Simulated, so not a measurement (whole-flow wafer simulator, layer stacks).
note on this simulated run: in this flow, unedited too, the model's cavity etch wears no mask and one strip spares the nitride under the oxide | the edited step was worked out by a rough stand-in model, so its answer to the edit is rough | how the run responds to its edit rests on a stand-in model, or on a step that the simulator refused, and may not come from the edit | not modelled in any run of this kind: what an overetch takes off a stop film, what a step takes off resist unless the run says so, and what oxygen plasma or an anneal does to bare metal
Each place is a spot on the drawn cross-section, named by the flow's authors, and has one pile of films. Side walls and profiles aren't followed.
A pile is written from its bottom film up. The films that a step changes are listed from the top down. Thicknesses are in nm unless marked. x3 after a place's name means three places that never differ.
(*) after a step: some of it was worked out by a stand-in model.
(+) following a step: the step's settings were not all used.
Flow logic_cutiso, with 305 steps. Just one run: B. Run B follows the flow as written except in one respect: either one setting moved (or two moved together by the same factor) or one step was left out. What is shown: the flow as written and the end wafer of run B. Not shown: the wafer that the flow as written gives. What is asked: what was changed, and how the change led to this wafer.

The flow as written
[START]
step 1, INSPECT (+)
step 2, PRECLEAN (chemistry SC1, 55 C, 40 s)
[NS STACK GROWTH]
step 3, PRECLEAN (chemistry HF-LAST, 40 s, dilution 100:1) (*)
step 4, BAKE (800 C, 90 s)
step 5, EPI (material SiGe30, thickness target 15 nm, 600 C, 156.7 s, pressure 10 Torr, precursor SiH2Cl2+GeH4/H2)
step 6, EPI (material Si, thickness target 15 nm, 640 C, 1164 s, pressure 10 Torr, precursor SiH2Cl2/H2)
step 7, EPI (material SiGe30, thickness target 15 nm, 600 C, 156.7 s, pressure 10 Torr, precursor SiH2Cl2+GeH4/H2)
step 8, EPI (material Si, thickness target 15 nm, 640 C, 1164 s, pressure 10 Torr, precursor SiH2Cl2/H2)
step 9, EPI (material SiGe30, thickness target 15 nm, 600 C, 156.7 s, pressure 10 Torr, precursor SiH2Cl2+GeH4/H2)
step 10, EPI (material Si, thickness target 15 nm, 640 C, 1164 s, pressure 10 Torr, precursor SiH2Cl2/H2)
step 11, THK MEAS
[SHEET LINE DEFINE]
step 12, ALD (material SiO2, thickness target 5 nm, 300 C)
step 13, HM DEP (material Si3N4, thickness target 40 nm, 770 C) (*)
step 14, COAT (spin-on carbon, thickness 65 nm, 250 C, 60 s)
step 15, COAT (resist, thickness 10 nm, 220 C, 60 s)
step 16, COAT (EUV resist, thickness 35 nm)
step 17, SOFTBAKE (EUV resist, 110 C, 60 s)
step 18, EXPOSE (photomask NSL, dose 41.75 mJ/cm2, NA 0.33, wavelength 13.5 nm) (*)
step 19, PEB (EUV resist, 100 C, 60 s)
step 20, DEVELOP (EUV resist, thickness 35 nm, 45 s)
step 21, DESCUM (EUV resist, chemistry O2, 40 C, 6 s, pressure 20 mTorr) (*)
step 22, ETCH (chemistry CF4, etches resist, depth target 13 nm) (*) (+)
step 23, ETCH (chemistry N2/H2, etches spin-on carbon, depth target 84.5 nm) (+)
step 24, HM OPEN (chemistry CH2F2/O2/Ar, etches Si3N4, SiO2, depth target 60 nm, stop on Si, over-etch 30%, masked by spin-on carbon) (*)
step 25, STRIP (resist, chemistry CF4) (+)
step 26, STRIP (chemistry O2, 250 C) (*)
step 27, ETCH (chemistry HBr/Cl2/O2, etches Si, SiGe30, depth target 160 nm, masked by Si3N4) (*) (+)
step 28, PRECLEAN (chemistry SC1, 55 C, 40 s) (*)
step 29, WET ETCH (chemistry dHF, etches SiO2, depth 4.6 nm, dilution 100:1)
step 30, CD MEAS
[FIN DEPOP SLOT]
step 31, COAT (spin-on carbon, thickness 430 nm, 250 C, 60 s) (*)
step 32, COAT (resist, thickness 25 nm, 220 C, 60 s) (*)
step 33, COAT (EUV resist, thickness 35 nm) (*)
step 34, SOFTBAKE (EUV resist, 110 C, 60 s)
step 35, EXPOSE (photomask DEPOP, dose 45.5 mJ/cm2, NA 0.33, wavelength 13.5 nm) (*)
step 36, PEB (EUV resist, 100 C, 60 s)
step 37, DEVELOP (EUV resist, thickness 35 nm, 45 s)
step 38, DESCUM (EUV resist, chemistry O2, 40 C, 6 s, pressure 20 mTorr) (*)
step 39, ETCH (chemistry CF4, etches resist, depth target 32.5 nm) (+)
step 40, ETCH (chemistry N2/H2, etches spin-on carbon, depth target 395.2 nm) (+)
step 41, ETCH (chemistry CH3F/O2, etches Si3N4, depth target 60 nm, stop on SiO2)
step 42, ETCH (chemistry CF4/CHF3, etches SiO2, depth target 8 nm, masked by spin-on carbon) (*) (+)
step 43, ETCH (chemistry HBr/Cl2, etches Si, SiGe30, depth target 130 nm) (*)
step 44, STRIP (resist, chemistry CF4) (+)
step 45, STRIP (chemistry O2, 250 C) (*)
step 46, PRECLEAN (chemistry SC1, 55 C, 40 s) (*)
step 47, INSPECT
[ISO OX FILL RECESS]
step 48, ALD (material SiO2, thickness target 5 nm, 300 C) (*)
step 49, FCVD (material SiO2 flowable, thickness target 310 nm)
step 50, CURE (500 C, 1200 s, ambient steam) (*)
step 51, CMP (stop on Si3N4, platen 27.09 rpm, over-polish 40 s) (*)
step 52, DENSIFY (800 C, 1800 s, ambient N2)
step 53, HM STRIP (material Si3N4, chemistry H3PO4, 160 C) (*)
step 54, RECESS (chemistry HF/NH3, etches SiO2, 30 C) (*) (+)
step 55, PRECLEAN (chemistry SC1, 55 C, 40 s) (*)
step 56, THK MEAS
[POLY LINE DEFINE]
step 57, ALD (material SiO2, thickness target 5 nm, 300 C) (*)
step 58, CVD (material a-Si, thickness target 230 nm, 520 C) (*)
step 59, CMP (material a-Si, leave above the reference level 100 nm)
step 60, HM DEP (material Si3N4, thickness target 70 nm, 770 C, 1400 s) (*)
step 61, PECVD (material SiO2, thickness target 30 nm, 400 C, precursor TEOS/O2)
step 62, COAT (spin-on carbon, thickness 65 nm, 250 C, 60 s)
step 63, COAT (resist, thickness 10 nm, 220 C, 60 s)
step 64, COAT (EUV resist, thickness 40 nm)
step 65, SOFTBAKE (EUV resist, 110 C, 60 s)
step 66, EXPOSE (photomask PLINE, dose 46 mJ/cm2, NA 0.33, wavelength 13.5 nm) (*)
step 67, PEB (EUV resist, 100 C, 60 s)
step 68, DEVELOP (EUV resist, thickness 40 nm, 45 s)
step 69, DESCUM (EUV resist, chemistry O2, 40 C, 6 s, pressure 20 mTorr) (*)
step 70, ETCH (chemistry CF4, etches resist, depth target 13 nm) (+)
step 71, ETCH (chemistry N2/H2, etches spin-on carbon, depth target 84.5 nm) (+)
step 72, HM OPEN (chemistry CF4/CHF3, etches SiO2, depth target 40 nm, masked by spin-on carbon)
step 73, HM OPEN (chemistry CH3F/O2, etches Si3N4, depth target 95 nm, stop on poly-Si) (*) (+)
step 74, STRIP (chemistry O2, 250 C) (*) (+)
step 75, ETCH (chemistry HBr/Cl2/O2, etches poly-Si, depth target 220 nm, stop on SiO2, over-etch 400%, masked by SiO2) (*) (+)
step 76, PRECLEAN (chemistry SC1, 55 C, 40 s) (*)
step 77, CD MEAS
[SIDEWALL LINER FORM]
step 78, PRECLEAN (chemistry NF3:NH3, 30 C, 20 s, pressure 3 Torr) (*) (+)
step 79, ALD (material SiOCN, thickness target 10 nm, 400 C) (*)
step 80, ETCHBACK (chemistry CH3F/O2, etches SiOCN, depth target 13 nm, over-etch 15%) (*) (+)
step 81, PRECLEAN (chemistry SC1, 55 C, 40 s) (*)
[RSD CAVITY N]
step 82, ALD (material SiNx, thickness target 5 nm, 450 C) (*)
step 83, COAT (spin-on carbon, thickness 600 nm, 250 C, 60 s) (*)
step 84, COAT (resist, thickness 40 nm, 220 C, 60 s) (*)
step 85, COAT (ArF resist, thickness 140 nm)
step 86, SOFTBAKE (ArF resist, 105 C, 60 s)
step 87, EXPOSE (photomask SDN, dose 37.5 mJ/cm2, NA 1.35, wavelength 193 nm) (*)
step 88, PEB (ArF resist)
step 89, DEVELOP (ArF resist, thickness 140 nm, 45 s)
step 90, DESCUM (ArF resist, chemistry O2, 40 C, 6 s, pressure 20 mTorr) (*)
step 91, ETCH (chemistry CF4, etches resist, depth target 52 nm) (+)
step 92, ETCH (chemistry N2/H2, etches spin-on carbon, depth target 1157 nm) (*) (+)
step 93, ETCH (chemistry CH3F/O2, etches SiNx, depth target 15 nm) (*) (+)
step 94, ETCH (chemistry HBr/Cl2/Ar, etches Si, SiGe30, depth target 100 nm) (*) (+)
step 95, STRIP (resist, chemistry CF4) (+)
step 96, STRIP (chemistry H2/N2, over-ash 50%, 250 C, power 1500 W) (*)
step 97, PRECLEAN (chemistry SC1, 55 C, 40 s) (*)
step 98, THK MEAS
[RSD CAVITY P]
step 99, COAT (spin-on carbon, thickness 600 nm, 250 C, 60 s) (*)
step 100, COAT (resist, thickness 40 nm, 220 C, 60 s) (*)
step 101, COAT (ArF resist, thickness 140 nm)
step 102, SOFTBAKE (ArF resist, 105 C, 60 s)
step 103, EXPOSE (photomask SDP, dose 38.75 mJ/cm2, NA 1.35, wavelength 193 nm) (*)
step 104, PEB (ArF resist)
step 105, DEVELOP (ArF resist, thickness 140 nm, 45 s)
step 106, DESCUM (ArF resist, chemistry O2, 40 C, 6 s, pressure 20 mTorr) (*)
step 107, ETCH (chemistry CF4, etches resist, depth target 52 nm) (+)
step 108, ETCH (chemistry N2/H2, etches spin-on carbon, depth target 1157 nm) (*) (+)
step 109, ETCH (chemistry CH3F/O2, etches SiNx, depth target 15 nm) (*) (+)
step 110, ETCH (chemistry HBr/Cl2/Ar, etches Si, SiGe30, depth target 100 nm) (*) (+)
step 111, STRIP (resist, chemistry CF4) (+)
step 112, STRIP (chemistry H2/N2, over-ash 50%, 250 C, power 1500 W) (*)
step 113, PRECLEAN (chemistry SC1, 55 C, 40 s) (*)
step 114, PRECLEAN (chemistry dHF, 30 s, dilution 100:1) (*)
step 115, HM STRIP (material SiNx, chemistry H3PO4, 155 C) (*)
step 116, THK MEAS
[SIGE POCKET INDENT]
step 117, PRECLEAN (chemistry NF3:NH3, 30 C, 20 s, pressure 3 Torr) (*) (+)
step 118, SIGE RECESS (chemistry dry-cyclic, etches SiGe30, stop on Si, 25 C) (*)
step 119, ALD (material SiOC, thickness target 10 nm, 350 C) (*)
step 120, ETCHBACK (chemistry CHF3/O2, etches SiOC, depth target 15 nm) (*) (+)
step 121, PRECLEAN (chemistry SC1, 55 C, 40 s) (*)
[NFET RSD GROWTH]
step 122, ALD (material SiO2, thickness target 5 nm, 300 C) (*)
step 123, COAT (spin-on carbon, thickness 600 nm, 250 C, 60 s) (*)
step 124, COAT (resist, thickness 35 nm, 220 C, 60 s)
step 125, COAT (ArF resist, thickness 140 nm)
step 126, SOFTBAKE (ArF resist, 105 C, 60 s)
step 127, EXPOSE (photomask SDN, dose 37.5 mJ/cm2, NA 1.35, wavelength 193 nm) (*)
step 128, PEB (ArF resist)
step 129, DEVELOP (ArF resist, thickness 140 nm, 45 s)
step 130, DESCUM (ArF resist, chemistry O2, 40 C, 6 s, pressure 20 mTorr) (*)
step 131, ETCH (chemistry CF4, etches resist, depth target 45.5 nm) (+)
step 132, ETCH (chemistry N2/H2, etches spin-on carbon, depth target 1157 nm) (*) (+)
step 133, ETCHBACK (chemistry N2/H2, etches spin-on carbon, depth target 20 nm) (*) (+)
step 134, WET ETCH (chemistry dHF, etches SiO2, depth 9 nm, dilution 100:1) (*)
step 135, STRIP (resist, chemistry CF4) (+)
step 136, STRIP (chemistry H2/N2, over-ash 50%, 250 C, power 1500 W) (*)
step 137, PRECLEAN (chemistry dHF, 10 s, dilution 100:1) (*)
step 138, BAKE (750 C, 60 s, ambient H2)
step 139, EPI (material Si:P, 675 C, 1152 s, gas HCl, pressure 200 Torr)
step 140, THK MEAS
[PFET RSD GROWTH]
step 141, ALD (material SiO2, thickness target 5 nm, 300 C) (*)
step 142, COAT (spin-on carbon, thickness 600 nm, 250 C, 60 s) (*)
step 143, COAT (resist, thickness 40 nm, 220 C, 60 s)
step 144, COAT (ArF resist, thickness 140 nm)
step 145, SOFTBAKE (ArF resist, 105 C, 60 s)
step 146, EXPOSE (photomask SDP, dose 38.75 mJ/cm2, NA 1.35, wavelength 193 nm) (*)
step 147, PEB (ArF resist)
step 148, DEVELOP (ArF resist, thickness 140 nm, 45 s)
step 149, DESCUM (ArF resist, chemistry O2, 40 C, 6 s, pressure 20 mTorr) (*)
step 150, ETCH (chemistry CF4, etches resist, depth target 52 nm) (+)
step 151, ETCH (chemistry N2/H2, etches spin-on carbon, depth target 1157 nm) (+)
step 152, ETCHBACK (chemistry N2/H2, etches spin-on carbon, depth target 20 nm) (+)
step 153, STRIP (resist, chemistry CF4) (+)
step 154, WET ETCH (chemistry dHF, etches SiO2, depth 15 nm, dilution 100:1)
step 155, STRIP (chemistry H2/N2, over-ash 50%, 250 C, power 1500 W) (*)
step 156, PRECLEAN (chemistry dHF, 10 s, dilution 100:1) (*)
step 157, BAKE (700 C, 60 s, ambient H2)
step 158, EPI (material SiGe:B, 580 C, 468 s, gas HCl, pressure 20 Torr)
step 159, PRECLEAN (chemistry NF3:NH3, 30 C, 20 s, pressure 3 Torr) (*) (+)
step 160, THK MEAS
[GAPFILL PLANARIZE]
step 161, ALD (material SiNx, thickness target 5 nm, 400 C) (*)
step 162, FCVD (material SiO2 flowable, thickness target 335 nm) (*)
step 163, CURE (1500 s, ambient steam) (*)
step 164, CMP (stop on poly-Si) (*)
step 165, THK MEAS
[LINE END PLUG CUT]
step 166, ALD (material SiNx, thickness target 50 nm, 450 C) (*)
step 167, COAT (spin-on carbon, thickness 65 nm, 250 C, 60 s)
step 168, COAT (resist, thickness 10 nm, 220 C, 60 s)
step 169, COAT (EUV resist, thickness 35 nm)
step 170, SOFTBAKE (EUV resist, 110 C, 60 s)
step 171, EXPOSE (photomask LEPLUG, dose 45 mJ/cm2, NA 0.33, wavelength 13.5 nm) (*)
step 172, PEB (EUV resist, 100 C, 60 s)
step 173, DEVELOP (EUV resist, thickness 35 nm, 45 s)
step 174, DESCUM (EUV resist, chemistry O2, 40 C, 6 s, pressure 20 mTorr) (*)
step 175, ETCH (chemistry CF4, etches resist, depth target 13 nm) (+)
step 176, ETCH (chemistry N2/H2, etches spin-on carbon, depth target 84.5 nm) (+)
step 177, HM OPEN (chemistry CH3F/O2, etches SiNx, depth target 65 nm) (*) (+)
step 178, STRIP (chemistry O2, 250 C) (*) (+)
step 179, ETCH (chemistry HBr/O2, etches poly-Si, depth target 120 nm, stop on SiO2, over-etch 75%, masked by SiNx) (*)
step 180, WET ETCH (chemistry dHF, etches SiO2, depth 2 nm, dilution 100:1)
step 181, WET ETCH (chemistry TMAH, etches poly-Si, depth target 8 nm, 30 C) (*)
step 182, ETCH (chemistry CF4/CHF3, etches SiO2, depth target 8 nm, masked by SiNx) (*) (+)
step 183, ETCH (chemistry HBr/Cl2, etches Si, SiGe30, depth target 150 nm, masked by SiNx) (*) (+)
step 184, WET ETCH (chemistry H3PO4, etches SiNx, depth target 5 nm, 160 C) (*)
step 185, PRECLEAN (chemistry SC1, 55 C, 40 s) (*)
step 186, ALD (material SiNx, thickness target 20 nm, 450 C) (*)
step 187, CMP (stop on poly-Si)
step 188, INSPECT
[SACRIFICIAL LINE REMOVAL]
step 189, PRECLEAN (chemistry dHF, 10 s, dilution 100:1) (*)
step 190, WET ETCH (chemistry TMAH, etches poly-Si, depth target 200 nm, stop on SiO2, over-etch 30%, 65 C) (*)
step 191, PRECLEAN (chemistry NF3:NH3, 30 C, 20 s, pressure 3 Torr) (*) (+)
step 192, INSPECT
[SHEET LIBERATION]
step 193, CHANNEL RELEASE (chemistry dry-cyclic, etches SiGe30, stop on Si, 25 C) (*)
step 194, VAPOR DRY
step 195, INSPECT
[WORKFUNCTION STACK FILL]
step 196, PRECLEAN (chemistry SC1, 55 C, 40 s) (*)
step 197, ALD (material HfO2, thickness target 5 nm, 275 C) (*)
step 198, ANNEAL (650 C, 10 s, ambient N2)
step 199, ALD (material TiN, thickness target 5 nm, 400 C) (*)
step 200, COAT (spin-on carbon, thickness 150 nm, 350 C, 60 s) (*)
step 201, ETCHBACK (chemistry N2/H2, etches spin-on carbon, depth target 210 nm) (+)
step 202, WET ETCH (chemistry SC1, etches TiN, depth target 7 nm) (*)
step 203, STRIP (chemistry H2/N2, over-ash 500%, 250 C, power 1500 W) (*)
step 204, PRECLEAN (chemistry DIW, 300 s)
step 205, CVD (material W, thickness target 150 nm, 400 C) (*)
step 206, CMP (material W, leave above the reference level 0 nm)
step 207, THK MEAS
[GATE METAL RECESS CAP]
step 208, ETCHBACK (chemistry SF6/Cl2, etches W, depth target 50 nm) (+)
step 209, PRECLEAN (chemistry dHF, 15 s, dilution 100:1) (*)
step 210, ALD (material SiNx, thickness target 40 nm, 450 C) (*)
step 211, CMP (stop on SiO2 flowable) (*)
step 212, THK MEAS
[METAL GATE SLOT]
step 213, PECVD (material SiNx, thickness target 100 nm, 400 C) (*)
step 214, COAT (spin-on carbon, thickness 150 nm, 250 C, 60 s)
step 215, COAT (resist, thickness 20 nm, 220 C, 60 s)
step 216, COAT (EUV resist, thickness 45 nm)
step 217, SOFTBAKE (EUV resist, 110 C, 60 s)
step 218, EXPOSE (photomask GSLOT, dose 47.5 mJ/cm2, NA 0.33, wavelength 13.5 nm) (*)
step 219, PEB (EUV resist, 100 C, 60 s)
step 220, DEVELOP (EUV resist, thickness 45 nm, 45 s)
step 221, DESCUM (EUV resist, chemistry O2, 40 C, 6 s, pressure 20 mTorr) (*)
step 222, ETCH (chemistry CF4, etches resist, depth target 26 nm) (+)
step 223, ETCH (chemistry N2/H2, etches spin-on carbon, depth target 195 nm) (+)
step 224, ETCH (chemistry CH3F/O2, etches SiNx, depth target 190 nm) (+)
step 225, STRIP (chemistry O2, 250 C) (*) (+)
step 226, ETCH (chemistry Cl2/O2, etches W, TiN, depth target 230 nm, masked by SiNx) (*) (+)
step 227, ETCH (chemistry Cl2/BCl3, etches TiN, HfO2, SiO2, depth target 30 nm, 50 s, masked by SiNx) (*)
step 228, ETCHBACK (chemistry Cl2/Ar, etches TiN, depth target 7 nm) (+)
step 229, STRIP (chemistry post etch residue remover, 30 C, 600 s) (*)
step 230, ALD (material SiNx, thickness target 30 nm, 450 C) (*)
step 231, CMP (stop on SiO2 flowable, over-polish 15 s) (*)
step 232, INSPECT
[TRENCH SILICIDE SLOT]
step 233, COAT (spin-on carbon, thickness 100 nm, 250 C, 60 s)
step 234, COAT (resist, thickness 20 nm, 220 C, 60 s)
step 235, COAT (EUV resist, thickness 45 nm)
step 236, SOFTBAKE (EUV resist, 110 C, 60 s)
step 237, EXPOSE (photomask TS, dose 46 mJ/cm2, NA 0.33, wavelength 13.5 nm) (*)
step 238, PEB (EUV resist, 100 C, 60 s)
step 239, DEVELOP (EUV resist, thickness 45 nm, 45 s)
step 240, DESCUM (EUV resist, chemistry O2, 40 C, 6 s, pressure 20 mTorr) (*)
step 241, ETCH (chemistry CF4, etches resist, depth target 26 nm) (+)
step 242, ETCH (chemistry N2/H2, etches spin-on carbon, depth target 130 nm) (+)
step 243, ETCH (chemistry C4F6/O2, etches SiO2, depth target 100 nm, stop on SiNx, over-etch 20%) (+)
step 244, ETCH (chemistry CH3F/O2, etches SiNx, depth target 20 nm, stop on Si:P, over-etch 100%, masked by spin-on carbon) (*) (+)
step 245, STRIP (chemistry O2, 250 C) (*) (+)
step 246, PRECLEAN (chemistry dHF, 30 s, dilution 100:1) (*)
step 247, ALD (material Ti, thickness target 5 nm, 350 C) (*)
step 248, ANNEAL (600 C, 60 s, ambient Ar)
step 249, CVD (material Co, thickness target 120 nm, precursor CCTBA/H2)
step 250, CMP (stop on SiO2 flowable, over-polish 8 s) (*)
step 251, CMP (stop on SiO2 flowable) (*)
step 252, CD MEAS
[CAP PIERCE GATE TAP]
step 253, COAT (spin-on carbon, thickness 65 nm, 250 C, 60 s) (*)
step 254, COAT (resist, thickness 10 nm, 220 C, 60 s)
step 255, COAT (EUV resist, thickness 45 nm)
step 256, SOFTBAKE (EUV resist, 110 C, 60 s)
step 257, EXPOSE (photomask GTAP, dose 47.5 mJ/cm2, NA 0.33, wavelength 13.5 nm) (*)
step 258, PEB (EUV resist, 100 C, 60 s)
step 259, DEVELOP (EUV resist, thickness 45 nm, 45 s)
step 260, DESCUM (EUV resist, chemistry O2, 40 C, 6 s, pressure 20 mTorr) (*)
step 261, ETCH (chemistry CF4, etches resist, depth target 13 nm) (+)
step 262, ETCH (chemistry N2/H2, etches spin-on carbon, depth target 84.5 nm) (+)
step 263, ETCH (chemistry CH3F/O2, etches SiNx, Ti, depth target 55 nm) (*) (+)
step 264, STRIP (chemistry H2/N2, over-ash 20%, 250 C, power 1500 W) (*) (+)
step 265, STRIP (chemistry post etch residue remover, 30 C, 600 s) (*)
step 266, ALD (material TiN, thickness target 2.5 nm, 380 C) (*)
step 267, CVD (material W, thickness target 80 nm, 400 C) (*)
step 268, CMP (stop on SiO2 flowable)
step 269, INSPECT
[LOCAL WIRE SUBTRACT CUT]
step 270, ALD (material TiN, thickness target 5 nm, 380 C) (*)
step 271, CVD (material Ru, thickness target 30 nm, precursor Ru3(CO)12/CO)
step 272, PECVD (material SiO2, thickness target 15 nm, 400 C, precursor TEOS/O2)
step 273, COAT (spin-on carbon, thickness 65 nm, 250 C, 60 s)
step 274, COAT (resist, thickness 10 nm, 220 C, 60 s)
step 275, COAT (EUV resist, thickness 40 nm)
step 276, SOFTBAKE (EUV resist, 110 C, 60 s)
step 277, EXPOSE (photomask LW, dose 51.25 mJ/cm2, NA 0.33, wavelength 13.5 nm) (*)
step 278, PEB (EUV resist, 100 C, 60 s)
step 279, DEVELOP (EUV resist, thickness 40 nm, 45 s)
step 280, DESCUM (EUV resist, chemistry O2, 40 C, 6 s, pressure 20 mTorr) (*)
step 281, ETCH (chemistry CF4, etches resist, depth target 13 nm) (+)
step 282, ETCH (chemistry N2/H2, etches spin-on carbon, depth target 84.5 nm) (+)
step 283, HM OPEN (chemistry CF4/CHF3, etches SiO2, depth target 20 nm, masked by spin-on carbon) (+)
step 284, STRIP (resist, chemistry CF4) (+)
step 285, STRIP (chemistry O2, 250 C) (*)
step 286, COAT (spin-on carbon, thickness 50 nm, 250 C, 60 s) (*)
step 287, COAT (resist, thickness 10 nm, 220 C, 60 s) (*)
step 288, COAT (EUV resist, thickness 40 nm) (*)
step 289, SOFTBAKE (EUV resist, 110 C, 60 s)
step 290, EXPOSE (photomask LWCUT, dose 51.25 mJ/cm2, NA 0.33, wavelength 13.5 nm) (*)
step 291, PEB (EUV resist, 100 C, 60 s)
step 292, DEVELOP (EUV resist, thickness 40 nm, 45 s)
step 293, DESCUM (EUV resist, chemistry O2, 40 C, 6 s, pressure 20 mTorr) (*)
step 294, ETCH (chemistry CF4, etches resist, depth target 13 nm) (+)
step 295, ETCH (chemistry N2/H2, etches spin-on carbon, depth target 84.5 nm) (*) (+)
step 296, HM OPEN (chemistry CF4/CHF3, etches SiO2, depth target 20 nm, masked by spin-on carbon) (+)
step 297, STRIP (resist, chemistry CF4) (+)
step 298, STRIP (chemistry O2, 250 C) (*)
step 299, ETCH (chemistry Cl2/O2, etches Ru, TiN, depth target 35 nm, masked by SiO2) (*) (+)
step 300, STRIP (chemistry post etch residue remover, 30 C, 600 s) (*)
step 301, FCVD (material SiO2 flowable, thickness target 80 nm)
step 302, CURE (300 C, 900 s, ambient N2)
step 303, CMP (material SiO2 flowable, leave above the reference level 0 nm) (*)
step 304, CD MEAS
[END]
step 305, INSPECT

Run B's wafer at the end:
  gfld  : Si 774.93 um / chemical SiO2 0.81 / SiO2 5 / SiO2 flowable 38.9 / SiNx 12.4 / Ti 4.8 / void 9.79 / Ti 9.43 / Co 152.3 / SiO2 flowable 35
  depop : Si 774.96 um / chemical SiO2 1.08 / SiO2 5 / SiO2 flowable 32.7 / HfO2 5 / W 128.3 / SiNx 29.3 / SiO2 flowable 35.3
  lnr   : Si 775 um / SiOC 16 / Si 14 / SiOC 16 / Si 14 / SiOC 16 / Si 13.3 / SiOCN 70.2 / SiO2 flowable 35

What caused this: step 230, ALD: thickness target 13.5 nm was run, while the flow as written has thickness target 30 nm.

The path from the change to this, step by step:
  step 230, ALD (material SiNx, thickness target 30 nm, 450 C) (*)
      depop, dpovl, gl and 18 more: +13.5 SiNx (it would be, as written: +30 SiNx)
      gfld: +13.5 SiNx (new film) (it would be, as written: +260.6 SiNx (new film))
  step 231, CMP (stop on SiO2 flowable, over-polish 15 s) (*)
      gfld: nothing (it would be, as written: -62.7 SiNx)
      depop, dpovl, gl and 9 more: -46.2 SiNx (it would be, as written: -62.7 SiNx)
      (as well as at 9 more places)
  step 233, COAT (spin-on carbon, thickness 100 nm, 250 C, 60 s)
      lnrt, plug, rsdp, rsdx, tap: +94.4 spin-on carbon (new film) (it would be, as written: +100 spin-on carbon (new film))
      gl, glp, rsdn, rsdw: +94.5 spin-on carbon (new film) (it would be, as written: +100 spin-on carbon (new film))
      (as well as at 8 more places)
  step 234, COAT (resist, thickness 20 nm, 220 C, 60 s)
      gfld: +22 resist (new film) (it would be, as written: +20 resist (new film))
      iso: +21.2 resist (new film) (it would be, as written: +20 resist (new film))
  step 242, ETCH (chemistry N2/H2, etches spin-on carbon, depth target 130 nm) (+)
      rsdn, rsdw: -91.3 spin-on carbon (all of it), -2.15 SiO2 flowable (it would be, as written: -97 spin-on carbon (all of it), -1.83 SiO2 flowable)
      rsdp: -91.2 spin-on carbon (all of it), -2.15 SiO2 flowable (it would be, as written: -97 spin-on carbon (all of it), -1.83 SiO2 flowable)
  step 243, ETCH (chemistry C4F6/O2, etches SiO2, depth target 100 nm, stop on SiNx, over-etch 20%) (+)
      gfld: -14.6 resist (all of it), -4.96 spin-on carbon (it would be, as written: -12.6 resist (all of it), -5.26 spin-on carbon)
      iso: -13.8 resist (all of it), -5.07 spin-on carbon (it would be, as written: -12.6 resist (all of it), -5.26 spin-on carbon)
  step 245, STRIP (chemistry O2, 250 C) (*) (+)
      gl, glp, lnrt, plug, rsdx, tap: -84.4 spin-on carbon (all of it) (it would be, as written: -90 spin-on carbon (all of it))
      gxn, gxp: -84.1 spin-on carbon (all of it) (it would be, as written: -90 spin-on carbon (all of it))
      (as well as at 6 more places)
  step 246, PRECLEAN (chemistry dHF, 30 s, dilution 100:1) (*)
      lnr, lnri, lnrp, lnrt: -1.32 SiOCN (it would be, as written: -0.82 SiOCN)
  step 247, ALD (material Ti, thickness target 5 nm, 350 C) (*)
      gfld: +9.43 Ti (new film), +9.79 void (new film), +4.8 Ti (new film) (it would be, as written: +5 Ti (new film))
  step 249, CVD (material Co, thickness target 120 nm, precursor CCTBA/H2)
      gfld: +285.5 Co (new film) (it would be, as written: +120.3 Co (new film))
  step 250, CMP (stop on SiO2 flowable, over-polish 8 s) (*)
      gfld: -127 Co (it would be, as written: -120.3 Co (all of it), -5 Ti (all of it), -1.83 SiNx)
  step 251, CMP (stop on SiO2 flowable) (*)
      gfld: -5 Co (it would be, as written: -5 SiNx)
      iso: -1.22 Co (all of it), -5 Ti (all of it) (it would be, as written: -1.22 Co (all of it), -4.34 Ti)
  step 265, STRIP (chemistry post etch residue remover, 30 C, 600 s) (*)
      iso: nothing (it would be, as written: -0.66 Ti (all of it))
  step 268, CMP (stop on SiO2 flowable)
      gfld: -80 W (all of it), -2.5 TiN (all of it), -1.22 Co (it would be, as written: -80.2 W (all of it), -2.5 TiN (all of it), -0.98 SiNx)
With metal films that touch counted as one body, gfld has 2 bodies (between them, from the top down: void 9.79); the flow as written gives 0 bodies.
